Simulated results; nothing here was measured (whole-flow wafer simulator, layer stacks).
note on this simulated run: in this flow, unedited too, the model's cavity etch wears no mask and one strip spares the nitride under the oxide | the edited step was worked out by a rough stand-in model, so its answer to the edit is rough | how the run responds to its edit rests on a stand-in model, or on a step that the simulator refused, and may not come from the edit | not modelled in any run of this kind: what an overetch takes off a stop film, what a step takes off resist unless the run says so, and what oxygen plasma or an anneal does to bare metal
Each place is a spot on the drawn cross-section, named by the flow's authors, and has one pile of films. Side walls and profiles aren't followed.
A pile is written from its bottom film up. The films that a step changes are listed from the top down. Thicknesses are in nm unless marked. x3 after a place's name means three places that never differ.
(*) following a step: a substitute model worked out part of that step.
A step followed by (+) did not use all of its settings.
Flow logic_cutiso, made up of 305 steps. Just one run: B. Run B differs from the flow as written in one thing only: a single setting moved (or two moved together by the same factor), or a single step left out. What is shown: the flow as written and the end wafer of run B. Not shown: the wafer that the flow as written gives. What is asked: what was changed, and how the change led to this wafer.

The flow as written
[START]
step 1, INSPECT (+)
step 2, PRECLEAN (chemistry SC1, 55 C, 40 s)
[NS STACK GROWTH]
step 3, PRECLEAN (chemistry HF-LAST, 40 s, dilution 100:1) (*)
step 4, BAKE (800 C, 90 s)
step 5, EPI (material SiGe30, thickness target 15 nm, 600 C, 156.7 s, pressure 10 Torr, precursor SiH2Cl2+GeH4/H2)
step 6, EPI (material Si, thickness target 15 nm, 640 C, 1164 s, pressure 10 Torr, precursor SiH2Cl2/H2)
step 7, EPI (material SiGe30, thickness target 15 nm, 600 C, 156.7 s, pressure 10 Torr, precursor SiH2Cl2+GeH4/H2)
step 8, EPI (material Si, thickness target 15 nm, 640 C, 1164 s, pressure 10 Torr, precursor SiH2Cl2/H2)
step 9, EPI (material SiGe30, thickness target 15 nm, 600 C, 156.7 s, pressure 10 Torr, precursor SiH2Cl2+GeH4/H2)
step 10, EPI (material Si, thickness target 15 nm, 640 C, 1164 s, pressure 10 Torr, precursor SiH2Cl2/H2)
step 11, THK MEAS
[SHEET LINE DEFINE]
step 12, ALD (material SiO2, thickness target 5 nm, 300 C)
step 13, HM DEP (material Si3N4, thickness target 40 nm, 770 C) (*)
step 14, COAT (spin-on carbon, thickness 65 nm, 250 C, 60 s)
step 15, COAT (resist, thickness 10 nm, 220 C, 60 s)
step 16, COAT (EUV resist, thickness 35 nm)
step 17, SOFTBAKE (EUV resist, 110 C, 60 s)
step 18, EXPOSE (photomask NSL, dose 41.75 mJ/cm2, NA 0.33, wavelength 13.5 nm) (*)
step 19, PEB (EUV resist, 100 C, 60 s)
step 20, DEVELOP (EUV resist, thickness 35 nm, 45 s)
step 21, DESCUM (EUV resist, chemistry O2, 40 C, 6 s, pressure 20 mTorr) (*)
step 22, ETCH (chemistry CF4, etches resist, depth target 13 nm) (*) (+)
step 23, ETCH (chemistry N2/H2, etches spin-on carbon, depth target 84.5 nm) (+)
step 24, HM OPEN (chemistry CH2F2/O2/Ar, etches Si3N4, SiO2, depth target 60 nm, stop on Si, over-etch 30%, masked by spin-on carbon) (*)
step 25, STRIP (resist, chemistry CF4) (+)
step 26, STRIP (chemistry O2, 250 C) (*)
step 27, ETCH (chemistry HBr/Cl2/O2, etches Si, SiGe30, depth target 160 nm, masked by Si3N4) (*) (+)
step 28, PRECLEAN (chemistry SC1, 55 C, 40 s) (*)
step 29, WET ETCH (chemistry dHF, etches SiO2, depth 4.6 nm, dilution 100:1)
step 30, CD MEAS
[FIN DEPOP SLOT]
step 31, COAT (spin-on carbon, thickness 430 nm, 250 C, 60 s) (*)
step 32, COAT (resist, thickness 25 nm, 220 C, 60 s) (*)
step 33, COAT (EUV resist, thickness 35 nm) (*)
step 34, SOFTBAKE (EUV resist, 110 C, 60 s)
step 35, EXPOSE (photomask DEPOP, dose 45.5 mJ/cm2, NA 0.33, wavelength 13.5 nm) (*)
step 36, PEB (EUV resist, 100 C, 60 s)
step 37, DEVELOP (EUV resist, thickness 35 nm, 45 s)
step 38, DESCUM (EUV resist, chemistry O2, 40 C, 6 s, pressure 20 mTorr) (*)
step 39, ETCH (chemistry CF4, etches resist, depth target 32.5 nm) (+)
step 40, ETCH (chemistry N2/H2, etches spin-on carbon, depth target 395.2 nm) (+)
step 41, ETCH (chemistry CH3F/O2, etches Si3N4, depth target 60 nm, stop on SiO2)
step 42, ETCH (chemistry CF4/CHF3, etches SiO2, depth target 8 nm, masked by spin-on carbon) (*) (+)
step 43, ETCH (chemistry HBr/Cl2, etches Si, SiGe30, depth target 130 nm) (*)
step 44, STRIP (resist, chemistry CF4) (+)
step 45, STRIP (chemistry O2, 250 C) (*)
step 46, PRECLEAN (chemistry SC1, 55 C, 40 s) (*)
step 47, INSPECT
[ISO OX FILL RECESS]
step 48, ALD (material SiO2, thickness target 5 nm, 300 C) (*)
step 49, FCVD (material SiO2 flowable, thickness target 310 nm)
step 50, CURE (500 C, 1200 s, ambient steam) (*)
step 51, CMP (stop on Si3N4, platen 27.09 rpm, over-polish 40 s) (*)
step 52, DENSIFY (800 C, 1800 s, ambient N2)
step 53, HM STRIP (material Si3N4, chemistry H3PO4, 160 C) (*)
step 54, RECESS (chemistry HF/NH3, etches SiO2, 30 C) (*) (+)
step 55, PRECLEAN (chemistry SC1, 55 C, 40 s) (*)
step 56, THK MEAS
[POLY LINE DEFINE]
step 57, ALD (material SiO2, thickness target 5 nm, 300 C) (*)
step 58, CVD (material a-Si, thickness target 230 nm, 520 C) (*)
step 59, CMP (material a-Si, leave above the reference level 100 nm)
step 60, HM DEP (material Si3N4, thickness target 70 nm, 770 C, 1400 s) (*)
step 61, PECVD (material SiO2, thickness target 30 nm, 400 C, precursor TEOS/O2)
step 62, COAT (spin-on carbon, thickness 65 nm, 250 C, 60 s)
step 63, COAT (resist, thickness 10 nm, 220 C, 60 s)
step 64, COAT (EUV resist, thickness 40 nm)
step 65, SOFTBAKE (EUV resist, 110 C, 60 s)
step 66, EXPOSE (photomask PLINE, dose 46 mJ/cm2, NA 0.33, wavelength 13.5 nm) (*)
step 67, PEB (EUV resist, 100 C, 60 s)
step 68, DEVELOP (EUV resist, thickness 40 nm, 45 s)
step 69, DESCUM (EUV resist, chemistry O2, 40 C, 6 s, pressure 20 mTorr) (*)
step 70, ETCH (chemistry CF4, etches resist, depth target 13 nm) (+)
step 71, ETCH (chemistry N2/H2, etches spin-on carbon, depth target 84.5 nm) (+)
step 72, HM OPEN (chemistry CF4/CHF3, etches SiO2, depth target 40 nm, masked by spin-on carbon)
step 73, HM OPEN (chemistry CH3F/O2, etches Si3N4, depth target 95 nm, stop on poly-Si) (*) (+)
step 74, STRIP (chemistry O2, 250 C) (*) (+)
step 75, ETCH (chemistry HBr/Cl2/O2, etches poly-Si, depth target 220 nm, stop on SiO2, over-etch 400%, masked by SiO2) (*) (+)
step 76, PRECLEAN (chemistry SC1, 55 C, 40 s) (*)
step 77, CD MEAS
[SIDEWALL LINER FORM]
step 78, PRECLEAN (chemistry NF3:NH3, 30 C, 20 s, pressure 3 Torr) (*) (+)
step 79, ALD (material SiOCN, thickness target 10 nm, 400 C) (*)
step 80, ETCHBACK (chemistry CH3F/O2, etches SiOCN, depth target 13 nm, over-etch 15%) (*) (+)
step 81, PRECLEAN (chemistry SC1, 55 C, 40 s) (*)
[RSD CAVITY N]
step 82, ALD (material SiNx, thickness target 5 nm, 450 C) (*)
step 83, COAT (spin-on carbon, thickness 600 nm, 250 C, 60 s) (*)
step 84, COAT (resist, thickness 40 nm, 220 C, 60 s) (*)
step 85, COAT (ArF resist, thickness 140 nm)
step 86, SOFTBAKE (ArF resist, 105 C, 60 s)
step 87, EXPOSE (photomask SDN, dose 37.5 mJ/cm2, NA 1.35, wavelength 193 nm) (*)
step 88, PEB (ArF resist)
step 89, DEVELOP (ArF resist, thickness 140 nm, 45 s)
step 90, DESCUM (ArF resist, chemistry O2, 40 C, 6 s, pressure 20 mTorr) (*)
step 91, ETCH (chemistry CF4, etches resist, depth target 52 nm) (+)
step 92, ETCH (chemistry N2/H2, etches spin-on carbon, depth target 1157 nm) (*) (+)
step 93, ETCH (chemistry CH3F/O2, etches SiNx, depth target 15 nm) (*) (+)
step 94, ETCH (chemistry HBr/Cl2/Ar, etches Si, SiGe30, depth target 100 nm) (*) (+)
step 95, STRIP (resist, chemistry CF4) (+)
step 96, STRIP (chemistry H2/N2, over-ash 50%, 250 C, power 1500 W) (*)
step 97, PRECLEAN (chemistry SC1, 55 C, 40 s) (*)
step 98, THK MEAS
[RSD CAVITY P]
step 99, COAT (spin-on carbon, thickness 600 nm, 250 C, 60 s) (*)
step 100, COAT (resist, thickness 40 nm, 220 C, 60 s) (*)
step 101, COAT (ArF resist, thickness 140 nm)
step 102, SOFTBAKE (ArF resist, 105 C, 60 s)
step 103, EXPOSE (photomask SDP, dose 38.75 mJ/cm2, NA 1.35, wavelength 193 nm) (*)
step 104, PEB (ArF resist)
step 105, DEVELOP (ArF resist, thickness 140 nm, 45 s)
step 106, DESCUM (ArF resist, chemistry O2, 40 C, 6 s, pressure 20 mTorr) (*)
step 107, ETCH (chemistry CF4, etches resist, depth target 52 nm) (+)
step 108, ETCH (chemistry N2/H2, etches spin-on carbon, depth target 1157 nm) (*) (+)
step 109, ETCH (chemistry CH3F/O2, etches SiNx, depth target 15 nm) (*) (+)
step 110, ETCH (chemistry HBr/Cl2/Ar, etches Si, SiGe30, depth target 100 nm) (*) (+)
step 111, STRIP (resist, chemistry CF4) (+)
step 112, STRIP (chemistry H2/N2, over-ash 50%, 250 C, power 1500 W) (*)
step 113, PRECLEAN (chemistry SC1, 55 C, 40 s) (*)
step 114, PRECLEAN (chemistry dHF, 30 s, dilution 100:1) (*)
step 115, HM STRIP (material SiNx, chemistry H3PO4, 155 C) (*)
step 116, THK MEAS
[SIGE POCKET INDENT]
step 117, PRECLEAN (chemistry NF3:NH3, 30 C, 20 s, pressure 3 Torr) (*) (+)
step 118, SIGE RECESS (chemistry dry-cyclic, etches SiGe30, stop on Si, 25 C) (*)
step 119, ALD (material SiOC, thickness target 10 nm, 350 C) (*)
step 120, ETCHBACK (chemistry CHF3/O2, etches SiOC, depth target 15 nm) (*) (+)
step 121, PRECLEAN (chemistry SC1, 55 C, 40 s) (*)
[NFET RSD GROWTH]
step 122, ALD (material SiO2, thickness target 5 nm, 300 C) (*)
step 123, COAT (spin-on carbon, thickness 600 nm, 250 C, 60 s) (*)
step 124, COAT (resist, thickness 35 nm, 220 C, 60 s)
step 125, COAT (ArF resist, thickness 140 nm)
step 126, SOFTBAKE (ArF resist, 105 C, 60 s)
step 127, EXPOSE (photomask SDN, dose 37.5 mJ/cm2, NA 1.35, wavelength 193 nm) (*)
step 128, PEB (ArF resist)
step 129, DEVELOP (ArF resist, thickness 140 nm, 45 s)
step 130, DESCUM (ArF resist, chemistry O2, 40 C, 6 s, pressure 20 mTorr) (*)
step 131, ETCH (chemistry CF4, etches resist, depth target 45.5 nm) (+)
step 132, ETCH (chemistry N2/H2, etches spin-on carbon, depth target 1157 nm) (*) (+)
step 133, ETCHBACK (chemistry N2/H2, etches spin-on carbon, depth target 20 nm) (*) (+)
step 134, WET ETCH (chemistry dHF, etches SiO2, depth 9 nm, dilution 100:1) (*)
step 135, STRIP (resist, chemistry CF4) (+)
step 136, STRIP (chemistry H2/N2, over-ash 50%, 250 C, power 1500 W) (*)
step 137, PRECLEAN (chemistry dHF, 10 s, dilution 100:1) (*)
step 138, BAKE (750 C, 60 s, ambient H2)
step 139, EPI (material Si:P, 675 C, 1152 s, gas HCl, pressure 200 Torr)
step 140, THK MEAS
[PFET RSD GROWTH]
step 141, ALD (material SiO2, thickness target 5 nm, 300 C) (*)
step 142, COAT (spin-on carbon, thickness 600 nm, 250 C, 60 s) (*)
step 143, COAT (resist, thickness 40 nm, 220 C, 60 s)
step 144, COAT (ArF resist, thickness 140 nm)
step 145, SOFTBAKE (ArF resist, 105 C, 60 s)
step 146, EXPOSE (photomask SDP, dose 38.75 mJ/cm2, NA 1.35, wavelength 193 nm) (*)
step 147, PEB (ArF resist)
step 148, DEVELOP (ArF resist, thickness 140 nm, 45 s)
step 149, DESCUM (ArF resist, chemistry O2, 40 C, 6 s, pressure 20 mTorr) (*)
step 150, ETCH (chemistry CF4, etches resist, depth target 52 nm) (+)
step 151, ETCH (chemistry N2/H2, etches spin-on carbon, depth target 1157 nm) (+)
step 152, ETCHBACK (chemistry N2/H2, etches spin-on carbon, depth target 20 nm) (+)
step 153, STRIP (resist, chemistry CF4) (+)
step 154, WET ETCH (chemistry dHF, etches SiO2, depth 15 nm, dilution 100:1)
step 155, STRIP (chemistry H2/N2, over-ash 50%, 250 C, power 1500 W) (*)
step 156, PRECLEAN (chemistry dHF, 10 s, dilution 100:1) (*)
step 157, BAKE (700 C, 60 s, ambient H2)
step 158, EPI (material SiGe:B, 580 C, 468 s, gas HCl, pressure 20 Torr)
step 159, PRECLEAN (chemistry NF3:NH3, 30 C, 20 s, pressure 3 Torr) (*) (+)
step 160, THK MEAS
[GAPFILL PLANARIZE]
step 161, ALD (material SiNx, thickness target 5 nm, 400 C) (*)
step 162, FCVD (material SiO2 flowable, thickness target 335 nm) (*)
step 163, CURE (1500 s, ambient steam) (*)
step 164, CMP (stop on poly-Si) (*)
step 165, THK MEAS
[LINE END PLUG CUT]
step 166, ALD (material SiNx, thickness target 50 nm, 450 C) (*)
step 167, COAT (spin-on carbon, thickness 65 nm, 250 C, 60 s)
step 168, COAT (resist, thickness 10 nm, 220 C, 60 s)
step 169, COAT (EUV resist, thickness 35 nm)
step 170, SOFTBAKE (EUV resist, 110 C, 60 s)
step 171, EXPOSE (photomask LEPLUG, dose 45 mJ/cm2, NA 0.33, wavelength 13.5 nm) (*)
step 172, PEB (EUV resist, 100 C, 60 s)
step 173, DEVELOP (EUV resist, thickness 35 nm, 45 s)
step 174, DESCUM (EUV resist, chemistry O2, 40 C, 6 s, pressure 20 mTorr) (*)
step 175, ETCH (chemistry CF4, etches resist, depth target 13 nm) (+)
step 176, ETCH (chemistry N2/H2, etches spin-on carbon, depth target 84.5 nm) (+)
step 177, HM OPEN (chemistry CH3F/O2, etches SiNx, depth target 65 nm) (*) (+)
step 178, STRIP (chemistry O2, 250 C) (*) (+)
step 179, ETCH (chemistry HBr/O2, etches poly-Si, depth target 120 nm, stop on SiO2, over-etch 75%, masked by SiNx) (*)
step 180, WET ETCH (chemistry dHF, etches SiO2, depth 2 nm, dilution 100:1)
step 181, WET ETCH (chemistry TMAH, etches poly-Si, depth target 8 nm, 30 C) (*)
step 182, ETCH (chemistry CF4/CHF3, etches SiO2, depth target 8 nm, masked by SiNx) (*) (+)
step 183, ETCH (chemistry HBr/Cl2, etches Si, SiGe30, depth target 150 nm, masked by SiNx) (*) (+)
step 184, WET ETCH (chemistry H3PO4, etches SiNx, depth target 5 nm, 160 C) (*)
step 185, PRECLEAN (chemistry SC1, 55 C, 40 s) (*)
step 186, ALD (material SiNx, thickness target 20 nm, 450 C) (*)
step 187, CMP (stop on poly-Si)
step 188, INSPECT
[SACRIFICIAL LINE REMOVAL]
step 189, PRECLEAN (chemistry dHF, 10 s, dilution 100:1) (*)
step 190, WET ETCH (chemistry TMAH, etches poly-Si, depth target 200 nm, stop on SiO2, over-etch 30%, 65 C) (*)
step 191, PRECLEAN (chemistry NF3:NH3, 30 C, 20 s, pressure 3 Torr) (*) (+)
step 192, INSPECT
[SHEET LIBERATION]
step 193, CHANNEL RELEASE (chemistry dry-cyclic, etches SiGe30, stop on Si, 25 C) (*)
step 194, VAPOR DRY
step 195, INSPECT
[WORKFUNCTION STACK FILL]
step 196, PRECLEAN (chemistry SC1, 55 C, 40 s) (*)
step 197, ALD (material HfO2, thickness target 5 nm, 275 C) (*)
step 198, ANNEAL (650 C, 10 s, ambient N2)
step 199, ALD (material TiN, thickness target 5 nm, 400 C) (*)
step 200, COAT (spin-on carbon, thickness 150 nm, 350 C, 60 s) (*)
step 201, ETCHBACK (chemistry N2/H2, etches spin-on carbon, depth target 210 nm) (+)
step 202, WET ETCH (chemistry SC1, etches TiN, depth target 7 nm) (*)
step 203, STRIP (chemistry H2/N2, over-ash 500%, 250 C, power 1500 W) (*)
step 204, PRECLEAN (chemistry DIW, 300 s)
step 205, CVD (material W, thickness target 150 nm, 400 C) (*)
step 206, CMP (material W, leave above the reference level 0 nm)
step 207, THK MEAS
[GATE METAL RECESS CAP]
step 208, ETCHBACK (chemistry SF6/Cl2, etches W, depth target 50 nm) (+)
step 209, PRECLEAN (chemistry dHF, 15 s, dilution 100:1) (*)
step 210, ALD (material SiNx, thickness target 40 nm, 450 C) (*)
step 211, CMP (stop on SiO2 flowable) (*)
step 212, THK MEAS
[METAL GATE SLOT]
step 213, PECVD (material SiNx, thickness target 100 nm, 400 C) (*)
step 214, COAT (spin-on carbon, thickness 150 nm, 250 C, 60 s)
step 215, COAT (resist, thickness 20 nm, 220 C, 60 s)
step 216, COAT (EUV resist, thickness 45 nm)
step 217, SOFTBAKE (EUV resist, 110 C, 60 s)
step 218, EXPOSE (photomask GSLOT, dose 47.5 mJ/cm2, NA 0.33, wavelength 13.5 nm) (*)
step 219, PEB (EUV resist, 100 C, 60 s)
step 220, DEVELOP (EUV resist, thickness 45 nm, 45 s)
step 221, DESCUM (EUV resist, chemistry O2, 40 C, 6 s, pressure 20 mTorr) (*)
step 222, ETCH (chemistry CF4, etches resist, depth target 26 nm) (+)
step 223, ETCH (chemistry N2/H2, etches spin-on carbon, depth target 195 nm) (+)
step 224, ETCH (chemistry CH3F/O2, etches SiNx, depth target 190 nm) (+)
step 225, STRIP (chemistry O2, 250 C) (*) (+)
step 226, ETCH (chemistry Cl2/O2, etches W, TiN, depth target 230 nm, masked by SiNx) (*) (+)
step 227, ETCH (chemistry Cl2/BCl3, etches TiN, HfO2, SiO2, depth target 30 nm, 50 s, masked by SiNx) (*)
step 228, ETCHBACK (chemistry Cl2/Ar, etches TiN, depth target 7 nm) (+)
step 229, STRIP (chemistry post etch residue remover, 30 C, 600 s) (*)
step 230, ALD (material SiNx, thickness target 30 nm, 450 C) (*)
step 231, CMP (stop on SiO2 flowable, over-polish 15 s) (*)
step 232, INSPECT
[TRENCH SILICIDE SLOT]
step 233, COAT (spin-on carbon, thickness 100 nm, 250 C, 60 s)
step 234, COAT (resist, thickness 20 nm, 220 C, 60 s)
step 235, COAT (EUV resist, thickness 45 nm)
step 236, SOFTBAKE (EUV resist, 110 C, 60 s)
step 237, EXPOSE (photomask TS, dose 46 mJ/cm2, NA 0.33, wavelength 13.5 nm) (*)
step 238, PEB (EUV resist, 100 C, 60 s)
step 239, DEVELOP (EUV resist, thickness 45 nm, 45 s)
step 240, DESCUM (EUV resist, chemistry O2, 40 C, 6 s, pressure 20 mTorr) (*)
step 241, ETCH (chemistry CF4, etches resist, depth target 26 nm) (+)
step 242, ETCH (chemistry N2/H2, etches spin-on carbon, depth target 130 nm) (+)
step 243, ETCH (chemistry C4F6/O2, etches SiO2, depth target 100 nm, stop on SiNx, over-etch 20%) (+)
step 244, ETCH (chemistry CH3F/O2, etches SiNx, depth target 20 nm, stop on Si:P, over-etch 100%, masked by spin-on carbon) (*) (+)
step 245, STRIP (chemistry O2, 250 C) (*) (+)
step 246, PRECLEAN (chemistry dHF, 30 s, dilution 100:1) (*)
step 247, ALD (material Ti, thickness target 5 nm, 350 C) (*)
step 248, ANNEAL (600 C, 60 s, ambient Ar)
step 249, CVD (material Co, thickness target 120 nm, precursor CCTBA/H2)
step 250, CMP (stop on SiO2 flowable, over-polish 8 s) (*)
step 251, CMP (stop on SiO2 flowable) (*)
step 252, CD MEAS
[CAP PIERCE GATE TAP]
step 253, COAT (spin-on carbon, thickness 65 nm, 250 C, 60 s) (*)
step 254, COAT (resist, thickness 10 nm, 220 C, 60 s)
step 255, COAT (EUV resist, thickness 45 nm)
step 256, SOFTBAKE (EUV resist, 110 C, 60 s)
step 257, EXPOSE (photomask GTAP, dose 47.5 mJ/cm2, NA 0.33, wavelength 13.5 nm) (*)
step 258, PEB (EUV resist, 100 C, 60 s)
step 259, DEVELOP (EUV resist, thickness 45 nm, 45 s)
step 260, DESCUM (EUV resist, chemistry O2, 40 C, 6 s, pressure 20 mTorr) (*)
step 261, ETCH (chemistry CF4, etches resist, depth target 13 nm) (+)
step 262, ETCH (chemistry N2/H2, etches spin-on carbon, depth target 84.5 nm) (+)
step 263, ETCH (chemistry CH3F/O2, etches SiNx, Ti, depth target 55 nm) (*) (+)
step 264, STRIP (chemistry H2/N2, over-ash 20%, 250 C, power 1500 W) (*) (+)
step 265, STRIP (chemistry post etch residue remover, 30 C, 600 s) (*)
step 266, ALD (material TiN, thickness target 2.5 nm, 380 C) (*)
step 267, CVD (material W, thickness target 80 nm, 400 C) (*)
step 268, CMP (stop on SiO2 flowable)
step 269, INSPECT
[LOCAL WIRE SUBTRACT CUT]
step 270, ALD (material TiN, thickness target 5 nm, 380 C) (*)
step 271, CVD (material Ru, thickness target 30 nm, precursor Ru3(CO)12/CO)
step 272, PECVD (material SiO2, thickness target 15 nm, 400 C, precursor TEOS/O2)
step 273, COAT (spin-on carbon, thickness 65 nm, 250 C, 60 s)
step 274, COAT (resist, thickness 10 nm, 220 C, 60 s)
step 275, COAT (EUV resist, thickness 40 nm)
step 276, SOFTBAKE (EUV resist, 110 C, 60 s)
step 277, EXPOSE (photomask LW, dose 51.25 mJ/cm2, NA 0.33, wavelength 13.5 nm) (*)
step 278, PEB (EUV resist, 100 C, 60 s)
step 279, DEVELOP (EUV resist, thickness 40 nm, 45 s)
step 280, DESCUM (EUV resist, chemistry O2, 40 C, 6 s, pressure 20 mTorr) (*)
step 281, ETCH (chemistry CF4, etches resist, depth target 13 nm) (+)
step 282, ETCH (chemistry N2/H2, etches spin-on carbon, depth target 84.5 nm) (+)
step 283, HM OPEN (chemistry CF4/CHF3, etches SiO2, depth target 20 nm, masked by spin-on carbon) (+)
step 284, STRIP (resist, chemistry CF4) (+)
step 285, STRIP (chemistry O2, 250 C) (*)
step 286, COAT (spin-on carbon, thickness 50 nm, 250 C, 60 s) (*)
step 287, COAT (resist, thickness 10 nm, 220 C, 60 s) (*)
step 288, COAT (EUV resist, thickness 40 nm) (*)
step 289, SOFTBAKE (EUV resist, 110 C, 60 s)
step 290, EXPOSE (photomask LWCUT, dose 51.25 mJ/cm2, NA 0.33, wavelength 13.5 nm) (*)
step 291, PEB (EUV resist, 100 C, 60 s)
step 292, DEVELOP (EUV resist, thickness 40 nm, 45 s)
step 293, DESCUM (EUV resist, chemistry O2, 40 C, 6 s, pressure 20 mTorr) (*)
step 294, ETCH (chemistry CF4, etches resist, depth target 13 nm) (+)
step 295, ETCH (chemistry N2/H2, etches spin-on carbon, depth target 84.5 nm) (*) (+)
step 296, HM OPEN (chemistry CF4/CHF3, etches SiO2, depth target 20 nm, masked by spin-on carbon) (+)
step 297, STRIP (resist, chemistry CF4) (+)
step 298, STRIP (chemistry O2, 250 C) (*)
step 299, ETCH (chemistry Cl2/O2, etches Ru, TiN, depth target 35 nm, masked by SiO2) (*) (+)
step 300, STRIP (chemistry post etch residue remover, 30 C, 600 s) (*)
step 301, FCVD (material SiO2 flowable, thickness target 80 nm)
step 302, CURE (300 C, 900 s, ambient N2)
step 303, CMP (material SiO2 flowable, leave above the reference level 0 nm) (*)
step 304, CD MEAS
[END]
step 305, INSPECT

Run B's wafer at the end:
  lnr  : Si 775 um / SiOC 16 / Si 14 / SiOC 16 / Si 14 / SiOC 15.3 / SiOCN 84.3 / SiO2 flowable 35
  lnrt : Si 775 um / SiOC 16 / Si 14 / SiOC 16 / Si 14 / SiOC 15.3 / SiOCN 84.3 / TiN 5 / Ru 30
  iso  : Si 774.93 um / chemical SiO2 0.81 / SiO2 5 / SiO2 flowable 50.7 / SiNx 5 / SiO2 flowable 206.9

Cause: step 75, ETCH: depth target 264 nm was run, whereas the flow has depth target 220 nm.

Step by step, how the change led to this:
  step 75, ETCH (chemistry HBr/Cl2/O2, etches poly-Si, depth target 220 nm, stop on SiO2, over-etch 400%, masked by SiO2) (*) (+)
      lnr, lnrp, lnrt, rsdn, rsdp, rsdw, rsdx: chemical SiO2 loses 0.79 (all of it), poly-Si loses 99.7 (all of it), SiO2 loses 5 (all of it), chemical SiO2 loses 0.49 (all of it), Si loses 13.9 (all of it) (in the flow as written it would be: chemical SiO2 loses 0.79 (all of it), poly-Si loses 99.7 (all of it), SiO2 loses 5 (all of it))
      iso, lnri: chemical SiO2 loses 0.79 (all of it), poly-Si loses 189.1 (all of it), SiO2 loses 5 (all of it), SiO2 flowable loses 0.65 (in the flow as written it would be: chemical SiO2 loses 0.79 (all of it), poly-Si loses 189.1 (all of it), SiO2 loses 4.55)
  step 80, ETCHBACK (chemistry CH3F/O2, etches SiOCN, depth target 13 nm, over-etch 15%) (*) (+)
      rsdn, rsdp, rsdw, rsdx: SiOCN loses 10 (all of it), SiGe30 loses 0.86 (in the flow as written it would be: SiOCN loses 10 (all of it), Si loses 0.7)
      lnr, lnrp, lnrt: SiOCN gains 189.1 (in the flow as written it would be: SiOCN gains 175.1)
  step 94, ETCH (chemistry HBr/Cl2/Ar, etches Si, SiGe30, depth target 100 nm) (*) (+)
      rsdn, rsdx: chemical SiO2 loses 0.49 (all of it), SiGe30 loses 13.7 (all of it), Si loses 15 (all of it), SiGe30 loses 15 (all of it), Si loses 15 (all of it), SiGe30 loses 15 (all of it), Si loses 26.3 (in the flow as written it would be: chemical SiO2 loses 0.49 (all of it), Si loses 12.8 (all of it), SiGe30 loses 15 (all of it), Si loses 15 (all of it), SiGe30 loses 15 (all of it), Si loses 15 (all of it), SiGe30 loses 15 (all of it), Si loses 12.2)
  step 110, ETCH (chemistry HBr/Cl2/Ar, etches Si, SiGe30, depth target 100 nm) (*) (+)
      rsdp, rsdw: chemical SiO2 loses 0.49 (all of it), SiGe30 loses 13.7 (all of it), Si loses 15 (all of it), SiGe30 loses 15 (all of it), Si loses 15 (all of it), SiGe30 loses 15 (all of it), Si loses 26.3 (in the flow as written it would be: chemical SiO2 loses 0.49 (all of it), Si loses 12.8 (all of it), SiGe30 loses 15 (all of it), Si loses 15 (all of it), SiGe30 loses 15 (all of it), Si loses 15 (all of it), SiGe30 loses 15 (all of it), Si loses 12.2)
  step 118, SIGE RECESS (chemistry dry-cyclic, etches SiGe30, stop on Si, 25 C) (*)
      lnr, lnrp, lnrt: SiOCN loses 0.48, cavity gains 15.3 (new film), SiGe30 loses 14.8 (all of it), Si loses 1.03, cavity gains 16 (new film), SiGe30 loses 15 (all of it), Si loses 1.03, cavity gains 16 (new film), SiGe30 loses 15 (all of it), Si loses 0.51 (in the flow as written it would be: SiOCN loses 0.48, Si loses 0.51, cavity gains 16 (new film), SiGe30 loses 15 (all of it), Si loses 1.03, cavity gains 16 (new film), SiGe30 loses 15 (all of it), Si loses 1.03, cavity gains 16 (new film), SiGe30 loses 15 (all of it), Si loses 0.51)
  step 119, ALD (material SiOC, thickness target 10 nm, 350 C) (*)
      lnr, lnrp, lnrt: SiOC gains 10 (new film), SiOC gains 15.3 (new film), cavity loses 15.3 (all of it), SiOC gains 16 (new film), cavity loses 16 (all of it), SiOC gains 16 (new film), cavity loses 16 (all of it) (in the flow as written it would be: SiOC gains 10 (new film), SiOC gains 16 (new film), cavity loses 16 (all of it), SiOC gains 16 (new film), cavity loses 16 (all of it), SiOC gains 16 (new film), cavity loses 16 (all of it))
  step 135, STRIP (resist, chemistry CF4) (+)
      gl: Si3N4 loses 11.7 (in the flow as written it would be: Si3N4 loses 12.3)
  step 139, EPI (material Si:P, 675 C, 1152 s, gas HCl, pressure 200 Torr)
      rsdn, rsdx: Si:P gains 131 (new film) (in the flow as written it would be: Si:P gains 116.9 (new film))
  step 141, ALD (material SiO2, thickness target 5 nm, 300 C) (*)
      gxn: SiO2 gains 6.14 (new film) (in the flow as written it would be: SiO2 gains 10.1 (new film))
  step 158, EPI (material SiGe:B, 580 C, 468 s, gas HCl, pressure 20 Torr)
      rsdp, rsdw: SiGe:B gains 131 (new film) (in the flow as written it would be: SiGe:B gains 116.8 (new film))
  step 159, PRECLEAN (chemistry NF3:NH3, 30 C, 20 s, pressure 3 Torr) (*) (+)
      gxn: SiO2 loses 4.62 (all of it), Si3N4 loses 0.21 (in the flow as written it would be: SiO2 loses 7.5)
  step 164, CMP (stop on poly-Si) (*)
      gxn: SiO2 flowable loses 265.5 (all of it), SiNx loses 5 (all of it), Si3N4 loses 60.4 (all of it) (in the flow as written it would be: SiO2 flowable loses 264.5 (all of it), SiNx loses 5 (all of it), SiO2 loses 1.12 (all of it), Si3N4 loses 60.3 (all of it))
